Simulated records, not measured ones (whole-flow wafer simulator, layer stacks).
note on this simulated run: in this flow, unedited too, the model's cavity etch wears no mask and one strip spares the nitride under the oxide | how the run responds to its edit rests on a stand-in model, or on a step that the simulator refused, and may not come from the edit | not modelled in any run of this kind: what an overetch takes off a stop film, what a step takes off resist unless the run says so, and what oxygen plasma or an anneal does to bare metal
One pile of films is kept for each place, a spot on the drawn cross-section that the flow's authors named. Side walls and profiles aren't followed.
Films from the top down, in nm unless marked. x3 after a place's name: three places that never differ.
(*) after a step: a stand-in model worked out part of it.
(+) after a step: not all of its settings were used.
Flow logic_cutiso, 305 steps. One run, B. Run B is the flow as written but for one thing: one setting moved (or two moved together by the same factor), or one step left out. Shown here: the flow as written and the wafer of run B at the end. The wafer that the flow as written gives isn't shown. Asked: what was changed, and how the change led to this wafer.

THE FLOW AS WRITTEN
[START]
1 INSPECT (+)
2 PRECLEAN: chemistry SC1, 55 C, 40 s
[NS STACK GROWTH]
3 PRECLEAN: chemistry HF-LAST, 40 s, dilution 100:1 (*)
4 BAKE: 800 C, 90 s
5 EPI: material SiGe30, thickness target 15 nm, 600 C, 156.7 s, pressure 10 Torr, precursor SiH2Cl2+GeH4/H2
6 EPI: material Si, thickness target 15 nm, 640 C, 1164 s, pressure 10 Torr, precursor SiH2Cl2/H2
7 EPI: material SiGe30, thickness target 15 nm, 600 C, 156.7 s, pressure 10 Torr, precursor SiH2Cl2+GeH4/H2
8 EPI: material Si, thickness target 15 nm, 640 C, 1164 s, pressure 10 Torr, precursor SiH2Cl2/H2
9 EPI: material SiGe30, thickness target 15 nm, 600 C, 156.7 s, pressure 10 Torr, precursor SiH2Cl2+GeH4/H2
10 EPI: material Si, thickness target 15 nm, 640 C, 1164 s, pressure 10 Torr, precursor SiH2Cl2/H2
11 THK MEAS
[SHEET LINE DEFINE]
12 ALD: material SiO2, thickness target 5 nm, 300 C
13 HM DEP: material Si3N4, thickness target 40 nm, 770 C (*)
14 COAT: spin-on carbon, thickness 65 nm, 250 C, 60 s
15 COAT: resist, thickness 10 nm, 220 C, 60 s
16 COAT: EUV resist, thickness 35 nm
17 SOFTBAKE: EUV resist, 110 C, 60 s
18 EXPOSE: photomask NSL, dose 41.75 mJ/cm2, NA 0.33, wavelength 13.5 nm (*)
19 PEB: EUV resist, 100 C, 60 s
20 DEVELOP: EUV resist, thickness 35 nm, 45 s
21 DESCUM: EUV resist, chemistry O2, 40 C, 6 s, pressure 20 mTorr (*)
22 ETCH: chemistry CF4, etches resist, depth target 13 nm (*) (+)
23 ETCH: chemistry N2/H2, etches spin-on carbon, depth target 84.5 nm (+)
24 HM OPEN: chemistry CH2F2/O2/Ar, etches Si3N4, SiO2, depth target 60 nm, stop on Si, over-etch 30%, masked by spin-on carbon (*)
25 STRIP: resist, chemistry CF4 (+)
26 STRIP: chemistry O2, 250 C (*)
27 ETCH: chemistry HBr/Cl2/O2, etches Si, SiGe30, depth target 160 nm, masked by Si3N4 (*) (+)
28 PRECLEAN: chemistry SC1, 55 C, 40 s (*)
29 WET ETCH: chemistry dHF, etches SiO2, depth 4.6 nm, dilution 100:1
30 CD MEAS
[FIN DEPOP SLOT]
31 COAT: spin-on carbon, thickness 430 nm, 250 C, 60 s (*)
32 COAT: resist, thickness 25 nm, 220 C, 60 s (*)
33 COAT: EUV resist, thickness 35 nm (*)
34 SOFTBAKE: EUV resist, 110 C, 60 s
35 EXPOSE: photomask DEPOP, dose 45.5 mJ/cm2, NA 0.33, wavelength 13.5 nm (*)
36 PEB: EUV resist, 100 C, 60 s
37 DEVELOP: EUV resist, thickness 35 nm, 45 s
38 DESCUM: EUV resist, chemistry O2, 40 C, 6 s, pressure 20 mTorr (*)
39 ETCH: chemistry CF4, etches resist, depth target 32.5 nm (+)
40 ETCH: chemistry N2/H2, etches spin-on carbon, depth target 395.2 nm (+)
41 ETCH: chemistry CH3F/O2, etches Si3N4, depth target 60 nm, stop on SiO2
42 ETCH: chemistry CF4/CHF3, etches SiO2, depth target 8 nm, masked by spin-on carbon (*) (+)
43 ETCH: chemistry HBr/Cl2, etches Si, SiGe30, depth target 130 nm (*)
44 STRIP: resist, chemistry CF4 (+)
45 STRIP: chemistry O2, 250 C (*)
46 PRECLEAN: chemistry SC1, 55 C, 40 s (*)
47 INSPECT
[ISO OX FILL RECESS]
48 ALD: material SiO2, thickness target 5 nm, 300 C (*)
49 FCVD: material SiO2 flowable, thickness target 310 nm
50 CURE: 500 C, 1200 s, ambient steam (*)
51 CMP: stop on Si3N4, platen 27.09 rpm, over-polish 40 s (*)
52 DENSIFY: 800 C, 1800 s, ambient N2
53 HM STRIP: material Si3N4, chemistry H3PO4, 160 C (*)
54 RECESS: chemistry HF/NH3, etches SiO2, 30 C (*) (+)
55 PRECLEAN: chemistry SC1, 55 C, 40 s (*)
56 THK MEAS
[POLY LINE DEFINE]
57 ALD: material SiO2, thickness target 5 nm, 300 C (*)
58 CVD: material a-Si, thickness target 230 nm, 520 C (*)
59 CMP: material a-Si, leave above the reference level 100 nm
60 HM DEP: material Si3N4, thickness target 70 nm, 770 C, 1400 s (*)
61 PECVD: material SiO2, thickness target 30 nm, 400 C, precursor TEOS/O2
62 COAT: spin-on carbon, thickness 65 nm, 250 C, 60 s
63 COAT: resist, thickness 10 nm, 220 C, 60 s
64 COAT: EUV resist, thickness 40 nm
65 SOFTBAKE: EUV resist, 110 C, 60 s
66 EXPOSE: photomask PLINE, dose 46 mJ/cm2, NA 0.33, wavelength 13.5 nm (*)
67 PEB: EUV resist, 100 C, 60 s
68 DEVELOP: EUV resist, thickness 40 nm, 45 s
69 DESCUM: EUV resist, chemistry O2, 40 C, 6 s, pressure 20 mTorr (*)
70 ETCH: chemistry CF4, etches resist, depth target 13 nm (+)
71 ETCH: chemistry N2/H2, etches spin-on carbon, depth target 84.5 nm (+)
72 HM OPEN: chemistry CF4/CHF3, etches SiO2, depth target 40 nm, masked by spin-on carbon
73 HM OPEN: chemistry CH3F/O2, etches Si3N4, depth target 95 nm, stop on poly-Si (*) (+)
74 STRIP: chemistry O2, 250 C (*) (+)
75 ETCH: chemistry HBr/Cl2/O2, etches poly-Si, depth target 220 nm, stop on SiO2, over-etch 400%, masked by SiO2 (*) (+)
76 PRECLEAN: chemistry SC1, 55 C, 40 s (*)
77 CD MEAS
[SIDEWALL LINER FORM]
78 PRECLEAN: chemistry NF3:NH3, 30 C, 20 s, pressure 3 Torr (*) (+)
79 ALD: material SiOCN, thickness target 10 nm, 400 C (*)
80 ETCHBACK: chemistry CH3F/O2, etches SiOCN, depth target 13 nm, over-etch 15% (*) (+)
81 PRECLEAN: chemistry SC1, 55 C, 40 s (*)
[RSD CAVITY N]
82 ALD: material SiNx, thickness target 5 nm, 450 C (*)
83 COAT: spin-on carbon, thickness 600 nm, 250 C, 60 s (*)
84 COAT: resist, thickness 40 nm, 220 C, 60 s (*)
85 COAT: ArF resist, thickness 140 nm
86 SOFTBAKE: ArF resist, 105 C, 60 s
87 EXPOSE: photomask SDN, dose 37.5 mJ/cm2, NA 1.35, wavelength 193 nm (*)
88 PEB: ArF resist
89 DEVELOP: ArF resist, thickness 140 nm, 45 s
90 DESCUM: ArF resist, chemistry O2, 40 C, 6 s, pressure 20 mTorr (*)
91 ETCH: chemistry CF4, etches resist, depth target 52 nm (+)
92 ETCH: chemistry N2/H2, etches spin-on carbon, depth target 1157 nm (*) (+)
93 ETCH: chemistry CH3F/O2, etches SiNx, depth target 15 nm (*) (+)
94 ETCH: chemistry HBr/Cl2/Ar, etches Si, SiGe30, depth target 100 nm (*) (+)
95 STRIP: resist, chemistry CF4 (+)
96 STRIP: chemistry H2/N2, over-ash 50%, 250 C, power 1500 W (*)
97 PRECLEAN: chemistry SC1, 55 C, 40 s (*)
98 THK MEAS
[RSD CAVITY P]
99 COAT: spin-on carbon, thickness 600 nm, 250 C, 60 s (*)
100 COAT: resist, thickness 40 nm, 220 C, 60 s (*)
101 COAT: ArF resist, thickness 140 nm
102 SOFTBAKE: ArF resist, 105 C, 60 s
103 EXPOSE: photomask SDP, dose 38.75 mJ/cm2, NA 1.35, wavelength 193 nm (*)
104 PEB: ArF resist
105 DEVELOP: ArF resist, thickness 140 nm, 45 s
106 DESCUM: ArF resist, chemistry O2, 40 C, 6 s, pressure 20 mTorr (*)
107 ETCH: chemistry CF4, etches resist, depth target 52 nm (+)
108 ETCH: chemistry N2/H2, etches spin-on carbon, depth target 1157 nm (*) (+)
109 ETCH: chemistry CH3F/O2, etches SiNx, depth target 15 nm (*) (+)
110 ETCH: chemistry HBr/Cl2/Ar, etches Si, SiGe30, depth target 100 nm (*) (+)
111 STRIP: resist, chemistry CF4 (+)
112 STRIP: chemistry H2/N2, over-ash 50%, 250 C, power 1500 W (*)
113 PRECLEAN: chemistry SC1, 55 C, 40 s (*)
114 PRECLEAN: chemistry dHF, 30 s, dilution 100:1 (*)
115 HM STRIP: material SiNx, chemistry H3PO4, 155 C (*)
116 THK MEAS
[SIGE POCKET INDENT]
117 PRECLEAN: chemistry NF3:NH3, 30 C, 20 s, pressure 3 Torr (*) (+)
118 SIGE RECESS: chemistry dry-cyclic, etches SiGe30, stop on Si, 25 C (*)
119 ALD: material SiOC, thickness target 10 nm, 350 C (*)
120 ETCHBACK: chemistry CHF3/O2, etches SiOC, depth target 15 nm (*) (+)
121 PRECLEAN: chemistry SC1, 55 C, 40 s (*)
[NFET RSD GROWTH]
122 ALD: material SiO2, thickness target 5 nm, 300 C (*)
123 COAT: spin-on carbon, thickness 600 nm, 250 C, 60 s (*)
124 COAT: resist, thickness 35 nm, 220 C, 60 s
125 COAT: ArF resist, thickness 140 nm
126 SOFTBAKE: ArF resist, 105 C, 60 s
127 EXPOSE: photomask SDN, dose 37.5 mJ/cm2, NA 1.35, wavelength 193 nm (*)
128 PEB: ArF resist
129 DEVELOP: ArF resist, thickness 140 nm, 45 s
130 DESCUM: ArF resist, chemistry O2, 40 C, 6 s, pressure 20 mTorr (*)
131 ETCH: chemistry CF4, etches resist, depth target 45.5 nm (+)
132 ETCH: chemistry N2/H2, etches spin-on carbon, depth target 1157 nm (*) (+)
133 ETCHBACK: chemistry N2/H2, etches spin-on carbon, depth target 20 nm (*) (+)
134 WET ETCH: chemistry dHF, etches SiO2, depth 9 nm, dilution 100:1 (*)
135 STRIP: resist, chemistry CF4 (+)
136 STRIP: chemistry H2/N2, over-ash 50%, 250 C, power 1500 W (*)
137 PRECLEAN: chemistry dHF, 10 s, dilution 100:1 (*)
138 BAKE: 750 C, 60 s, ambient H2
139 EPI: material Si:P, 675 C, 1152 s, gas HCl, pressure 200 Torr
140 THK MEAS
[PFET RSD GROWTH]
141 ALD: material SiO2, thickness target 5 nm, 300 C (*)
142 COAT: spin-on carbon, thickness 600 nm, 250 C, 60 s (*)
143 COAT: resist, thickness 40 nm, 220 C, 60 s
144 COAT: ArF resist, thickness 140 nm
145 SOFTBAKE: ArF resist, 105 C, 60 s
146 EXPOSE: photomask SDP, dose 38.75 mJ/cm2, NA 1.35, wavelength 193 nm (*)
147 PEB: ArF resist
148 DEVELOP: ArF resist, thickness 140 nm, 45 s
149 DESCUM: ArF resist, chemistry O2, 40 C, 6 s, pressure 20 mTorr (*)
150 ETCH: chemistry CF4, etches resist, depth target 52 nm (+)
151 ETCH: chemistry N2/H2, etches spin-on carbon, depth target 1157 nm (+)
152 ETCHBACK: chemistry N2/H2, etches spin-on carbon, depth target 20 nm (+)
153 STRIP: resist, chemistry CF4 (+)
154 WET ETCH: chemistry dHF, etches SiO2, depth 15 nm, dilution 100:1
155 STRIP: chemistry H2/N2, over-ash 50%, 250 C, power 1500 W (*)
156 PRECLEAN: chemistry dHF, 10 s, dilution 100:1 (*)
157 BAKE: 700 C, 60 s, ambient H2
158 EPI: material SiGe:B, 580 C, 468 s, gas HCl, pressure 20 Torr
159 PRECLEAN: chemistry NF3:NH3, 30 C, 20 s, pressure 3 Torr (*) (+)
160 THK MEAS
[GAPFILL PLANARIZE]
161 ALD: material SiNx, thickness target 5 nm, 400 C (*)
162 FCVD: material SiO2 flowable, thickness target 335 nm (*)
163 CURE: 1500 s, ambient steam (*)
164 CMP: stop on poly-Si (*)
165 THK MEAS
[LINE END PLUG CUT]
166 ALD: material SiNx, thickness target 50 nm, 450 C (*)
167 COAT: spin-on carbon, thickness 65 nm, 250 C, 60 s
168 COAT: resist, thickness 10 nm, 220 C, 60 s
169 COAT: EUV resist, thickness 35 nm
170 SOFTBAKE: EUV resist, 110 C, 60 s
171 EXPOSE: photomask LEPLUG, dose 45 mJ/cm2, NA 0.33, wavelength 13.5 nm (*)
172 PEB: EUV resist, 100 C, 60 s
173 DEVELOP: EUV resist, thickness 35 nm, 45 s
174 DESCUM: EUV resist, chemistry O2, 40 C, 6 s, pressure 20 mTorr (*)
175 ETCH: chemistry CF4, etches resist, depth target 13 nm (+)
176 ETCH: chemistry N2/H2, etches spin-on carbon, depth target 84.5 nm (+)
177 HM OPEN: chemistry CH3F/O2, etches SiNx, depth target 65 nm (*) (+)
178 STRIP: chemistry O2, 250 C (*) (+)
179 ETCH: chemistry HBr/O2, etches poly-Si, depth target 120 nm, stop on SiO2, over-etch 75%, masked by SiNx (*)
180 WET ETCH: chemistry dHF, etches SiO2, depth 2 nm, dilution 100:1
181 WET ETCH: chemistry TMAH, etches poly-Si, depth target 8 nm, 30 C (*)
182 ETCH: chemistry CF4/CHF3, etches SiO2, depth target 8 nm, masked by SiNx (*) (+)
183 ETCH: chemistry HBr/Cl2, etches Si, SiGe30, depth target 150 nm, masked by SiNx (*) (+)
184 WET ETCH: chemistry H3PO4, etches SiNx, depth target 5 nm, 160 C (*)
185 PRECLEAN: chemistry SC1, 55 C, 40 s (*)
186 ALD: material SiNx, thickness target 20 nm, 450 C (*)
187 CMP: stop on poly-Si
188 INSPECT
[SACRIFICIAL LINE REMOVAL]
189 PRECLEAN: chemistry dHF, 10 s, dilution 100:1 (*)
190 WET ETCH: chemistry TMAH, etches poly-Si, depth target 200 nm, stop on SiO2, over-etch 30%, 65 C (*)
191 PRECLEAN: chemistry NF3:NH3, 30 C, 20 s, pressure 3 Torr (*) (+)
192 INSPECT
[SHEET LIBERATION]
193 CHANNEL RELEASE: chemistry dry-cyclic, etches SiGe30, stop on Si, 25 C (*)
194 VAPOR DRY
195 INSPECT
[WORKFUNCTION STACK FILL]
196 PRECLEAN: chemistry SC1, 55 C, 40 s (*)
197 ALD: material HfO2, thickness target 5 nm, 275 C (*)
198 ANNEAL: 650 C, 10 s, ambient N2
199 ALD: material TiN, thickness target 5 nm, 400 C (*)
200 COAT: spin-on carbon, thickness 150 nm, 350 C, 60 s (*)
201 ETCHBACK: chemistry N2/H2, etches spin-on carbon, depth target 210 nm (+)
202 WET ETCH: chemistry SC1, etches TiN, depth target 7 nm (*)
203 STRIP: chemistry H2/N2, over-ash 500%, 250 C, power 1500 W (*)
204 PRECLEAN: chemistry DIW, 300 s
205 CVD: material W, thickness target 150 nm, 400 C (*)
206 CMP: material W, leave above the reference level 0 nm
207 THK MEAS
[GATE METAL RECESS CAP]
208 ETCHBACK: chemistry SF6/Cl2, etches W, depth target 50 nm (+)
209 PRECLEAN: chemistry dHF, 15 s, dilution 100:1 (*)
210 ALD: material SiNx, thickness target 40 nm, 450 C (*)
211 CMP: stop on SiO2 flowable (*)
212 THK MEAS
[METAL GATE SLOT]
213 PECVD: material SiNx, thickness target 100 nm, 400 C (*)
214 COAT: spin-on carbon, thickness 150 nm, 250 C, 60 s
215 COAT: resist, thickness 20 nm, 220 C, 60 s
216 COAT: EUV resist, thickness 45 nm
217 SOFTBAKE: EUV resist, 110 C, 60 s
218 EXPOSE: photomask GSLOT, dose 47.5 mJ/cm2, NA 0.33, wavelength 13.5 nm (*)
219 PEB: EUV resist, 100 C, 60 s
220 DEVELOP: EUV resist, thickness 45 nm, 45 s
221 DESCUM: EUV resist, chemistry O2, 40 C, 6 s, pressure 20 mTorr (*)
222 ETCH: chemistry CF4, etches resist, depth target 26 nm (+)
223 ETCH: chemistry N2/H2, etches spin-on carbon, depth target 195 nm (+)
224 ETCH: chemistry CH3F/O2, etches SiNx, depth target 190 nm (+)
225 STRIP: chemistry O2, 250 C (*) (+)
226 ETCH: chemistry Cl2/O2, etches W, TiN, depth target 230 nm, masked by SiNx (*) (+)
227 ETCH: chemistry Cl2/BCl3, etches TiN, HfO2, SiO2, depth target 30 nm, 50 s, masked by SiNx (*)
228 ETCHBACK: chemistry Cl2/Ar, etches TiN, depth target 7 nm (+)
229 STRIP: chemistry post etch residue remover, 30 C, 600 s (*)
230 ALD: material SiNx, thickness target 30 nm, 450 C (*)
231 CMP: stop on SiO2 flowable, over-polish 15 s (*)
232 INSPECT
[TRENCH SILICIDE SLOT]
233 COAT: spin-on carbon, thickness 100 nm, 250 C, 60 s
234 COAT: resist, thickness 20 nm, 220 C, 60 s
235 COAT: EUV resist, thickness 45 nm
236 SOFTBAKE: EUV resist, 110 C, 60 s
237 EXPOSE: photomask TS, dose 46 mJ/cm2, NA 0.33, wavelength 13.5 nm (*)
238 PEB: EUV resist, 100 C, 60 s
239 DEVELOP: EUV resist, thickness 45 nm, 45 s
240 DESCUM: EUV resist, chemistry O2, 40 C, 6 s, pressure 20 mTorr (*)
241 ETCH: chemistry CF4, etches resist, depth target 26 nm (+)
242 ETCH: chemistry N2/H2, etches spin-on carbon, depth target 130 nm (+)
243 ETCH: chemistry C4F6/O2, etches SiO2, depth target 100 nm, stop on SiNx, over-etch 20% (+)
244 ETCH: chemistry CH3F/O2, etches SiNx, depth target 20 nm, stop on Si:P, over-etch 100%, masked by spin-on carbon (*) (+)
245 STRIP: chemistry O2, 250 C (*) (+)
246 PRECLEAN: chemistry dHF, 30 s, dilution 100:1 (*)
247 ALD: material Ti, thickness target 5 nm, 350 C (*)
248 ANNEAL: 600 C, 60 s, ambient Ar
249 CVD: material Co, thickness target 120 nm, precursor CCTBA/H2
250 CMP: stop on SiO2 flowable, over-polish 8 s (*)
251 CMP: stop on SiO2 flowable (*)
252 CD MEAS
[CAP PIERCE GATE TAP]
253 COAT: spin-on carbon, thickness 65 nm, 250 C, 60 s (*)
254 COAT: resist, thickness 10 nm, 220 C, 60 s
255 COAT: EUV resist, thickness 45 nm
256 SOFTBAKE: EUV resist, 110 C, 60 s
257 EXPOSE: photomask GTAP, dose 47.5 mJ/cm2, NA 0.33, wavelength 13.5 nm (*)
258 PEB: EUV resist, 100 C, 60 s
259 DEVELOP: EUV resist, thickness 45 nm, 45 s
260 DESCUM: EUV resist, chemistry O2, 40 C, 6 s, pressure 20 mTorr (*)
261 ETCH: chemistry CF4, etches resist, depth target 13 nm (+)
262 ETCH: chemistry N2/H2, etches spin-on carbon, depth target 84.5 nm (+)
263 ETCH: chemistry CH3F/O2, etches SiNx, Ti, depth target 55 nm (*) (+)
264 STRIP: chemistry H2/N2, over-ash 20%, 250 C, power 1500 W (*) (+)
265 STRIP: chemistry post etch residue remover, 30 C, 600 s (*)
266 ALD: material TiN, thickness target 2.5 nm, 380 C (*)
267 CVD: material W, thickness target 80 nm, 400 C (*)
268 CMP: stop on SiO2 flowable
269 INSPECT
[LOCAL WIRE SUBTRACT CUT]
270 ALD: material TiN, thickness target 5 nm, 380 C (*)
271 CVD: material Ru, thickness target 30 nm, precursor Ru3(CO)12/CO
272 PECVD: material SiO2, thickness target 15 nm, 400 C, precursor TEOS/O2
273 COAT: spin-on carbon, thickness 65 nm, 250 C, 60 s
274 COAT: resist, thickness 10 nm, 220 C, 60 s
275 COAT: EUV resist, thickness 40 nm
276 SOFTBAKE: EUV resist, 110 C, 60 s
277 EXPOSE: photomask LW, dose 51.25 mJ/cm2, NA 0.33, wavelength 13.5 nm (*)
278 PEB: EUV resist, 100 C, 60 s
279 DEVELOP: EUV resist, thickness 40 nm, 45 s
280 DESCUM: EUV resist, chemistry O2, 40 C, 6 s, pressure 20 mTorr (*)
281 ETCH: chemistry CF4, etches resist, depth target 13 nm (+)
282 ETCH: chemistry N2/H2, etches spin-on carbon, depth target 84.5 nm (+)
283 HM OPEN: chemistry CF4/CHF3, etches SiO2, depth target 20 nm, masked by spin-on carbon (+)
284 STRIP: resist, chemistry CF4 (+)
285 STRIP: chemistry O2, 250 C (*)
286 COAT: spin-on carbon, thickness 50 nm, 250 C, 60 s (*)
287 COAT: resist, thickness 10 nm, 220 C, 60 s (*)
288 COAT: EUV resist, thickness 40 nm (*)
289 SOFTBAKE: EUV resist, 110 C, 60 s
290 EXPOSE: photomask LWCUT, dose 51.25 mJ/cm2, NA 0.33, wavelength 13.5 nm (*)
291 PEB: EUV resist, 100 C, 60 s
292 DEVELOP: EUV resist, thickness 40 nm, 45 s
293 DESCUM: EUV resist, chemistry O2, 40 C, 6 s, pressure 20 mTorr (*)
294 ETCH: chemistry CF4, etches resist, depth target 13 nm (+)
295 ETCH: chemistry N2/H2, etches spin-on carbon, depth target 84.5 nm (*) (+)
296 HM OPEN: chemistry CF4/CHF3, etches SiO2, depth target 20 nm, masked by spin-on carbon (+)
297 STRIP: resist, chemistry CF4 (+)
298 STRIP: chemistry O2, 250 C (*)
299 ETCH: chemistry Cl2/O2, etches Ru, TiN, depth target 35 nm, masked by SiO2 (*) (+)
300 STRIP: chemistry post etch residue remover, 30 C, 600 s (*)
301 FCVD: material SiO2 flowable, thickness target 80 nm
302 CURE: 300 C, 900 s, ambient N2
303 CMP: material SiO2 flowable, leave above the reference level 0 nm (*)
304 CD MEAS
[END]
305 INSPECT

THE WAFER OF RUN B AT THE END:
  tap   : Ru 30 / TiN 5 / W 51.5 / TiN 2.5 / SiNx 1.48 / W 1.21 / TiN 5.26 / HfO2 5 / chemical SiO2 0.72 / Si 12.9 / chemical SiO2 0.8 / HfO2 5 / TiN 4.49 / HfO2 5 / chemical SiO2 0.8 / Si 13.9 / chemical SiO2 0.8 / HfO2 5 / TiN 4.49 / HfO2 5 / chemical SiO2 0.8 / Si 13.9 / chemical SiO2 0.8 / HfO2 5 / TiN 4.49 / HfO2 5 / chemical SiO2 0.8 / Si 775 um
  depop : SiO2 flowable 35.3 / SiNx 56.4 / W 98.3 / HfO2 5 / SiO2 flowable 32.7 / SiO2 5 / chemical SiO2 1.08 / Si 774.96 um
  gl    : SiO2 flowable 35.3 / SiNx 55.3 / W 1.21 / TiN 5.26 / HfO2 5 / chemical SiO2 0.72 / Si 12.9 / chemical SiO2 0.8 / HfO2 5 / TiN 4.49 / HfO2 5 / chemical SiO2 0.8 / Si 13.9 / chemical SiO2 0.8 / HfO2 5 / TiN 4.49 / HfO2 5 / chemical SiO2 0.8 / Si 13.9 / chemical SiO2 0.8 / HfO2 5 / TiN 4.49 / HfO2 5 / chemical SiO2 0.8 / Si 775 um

The cause: step 208, ETCHBACK: depth target 80 nm was run, where the flow has depth target 50 nm.

How the change led to this, step by step:
  208 ETCHBACK: chemistry SF6/Cl2, etches W, depth target 50 nm (+)
      depop, dpovl, gfld and 9 more: W -80 (as written it would be: W -50)
      iso, rsdn, rsdp, rsdw, rsdx: SiO2 flowable -8 (as written it would be: SiO2 flowable -5)
      (and at 5 more places)
  210 ALD: material SiNx, thickness target 40 nm, 450 C (*)
      gfld, gl, glp, gxf, gxn, gxp, tap: SiNx +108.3 (new film) (as written it would be: SiNx +82.6 (new film))
      plug: SiNx +45.8 (as written it would be: SiNx +42.5)
  211 CMP: stop on SiO2 flowable (*)
      depop, dpovl, isow, ns, nsgap: nothing (as written it would be: SiNx -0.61)
      gfld, gl, glp, gxf, gxn, gxp, tap: SiNx -41.9 (as written it would be: SiNx -43.2)
      (and at 5 more places)
  224 ETCH: chemistry CH3F/O2, etches SiNx, depth target 190 nm (+)
      gfld: SiNx -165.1 (all of it), W -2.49 (as written it would be: SiNx -138.1 (all of it), W -5.19)
  226 ETCH: chemistry Cl2/O2, etches W, TiN, depth target 230 nm, masked by SiNx (*) (+)
      depop, dpovl, gl and 18 more: SiNx -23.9 (as written it would be: SiNx -30.8)
      gfld: W -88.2 (all of it), TiN -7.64 (all of it), HfO2 -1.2 (as written it would be: W -115.4 (all of it), TiN -7.64 (all of it), HfO2 -1.54)
  231 CMP: stop on SiO2 flowable, over-polish 15 s (*)
      gl, glp, gxf, gxn, gxp, plug, tap: SiNx -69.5 (as written it would be: SiNx -62.7)
      depop, dpovl, isow, ns, nsgap: SiNx -43.1 (as written it would be: SiNx -62.7)
      (and at 10 more places)
  243 ETCH: chemistry C4F6/O2, etches SiO2, depth target 100 nm, stop on SiNx, over-etch 20% (+)
      rsdn, rsdp, rsdw: SiO2 flowable -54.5 (all of it) (as written it would be: SiO2 flowable -57.5 (all of it))
  246 PRECLEAN: chemistry dHF, 30 s, dilution 100:1 (*)
      depop, dpovl, isow, ns, nsgap: SiNx -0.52 (as written it would be: SiNx -1.08)
  251 CMP: stop on SiO2 flowable (*)
      rsdx: Ti -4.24 (as written it would be: Ti -5 (all of it))
      gfld, gl, glp, gxf, gxn, gxp, plug, tap: SiNx -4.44 (as written it would be: SiNx -5)
      (and at 8 more places)
  263 ETCH: chemistry CH3F/O2, etches SiNx, Ti, depth target 55 nm (*) (+)
      tap: SiNx -55 (as written it would be: SiNx -29.1 (all of it), W -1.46)
      glp, lnrp, lnrt, plug, rsdn, rsdp, rsdw: resist -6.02 (all of it), spin-on carbon -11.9 (as written it would be: resist -6.02 (all of it), spin-on carbon -6.48)
      (and at 14 more places)
  264 STRIP: chemistry H2/N2, over-ash 20%, 250 C, power 1500 W (*) (+)
      gfld, gl, gxf, gxn, gxp, lnr, lnri, lnrp: spin-on carbon -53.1 (all of it) (as written it would be: spin-on carbon -58.4 (all of it))
      glp, lnrt, plug, rsdn, rsdp, rsdw: spin-on carbon -53 (all of it) (as written it would be: spin-on carbon -58.4 (all of it))
      (and at 7 more places)
  265 STRIP: chemistry post etch residue remover, 30 C, 600 s (*)
      rsdx: Ti -0.76 (all of it) (as written it would be: nothing)
      iso: Ti -1.17 (all of it) (as written it would be: Ti -0.66 (all of it))
  267 CVD: material W, thickness target 80 nm, 400 C (*)
      tap: W +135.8 (new film) (as written it would be: W +111.4 (new film))
  268 CMP: stop on SiO2 flowable
      depop, dpovl, gfld and 9 more: W -80.2 (all of it), TiN -2.5 (all of it), SiNx -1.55 (as written it would be: W -80.2 (all of it), TiN -2.5 (all of it), SiNx -0.98)
      lnr, lnri, lnrp, lnrt: W -80 (all of it), TiN -2.5 (all of it), SiOCN -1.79 (as written it would be: W -80 (all of it), TiN -2.5 (all of it), SiOCN -1.22)
      (and at 3 more places)
Counting metal films that touch as one body, tap has 5 bodies (between them, from the top down: SiNx 1.48; HfO2 5 / chemical SiO2 0.72 / Si 12.9 / chemical SiO2 0.8 / HfO2 5; HfO2 5 / chemical SiO2 0.8 / Si 13.9 / chemical SiO2 0.8 / HfO2 5; HfO2 5 / chemical SiO2 0.8 / Si 13.9 / chemical SiO2 0.8 / HfO2 5); the flow as written gives 4 bodies (between them, from the top down: HfO2 5 / chemical SiO2 0.72 / Si 12.9 / chemical SiO2 0.8 / HfO2 5; HfO2 5 / chemical SiO2 0.8 / Si 13.9 / chemical SiO2 0.8 / HfO2 5; HfO2 5 / chemical SiO2 0.8 / Si 13.9 / chemical SiO2 0.8 / HfO2 5).
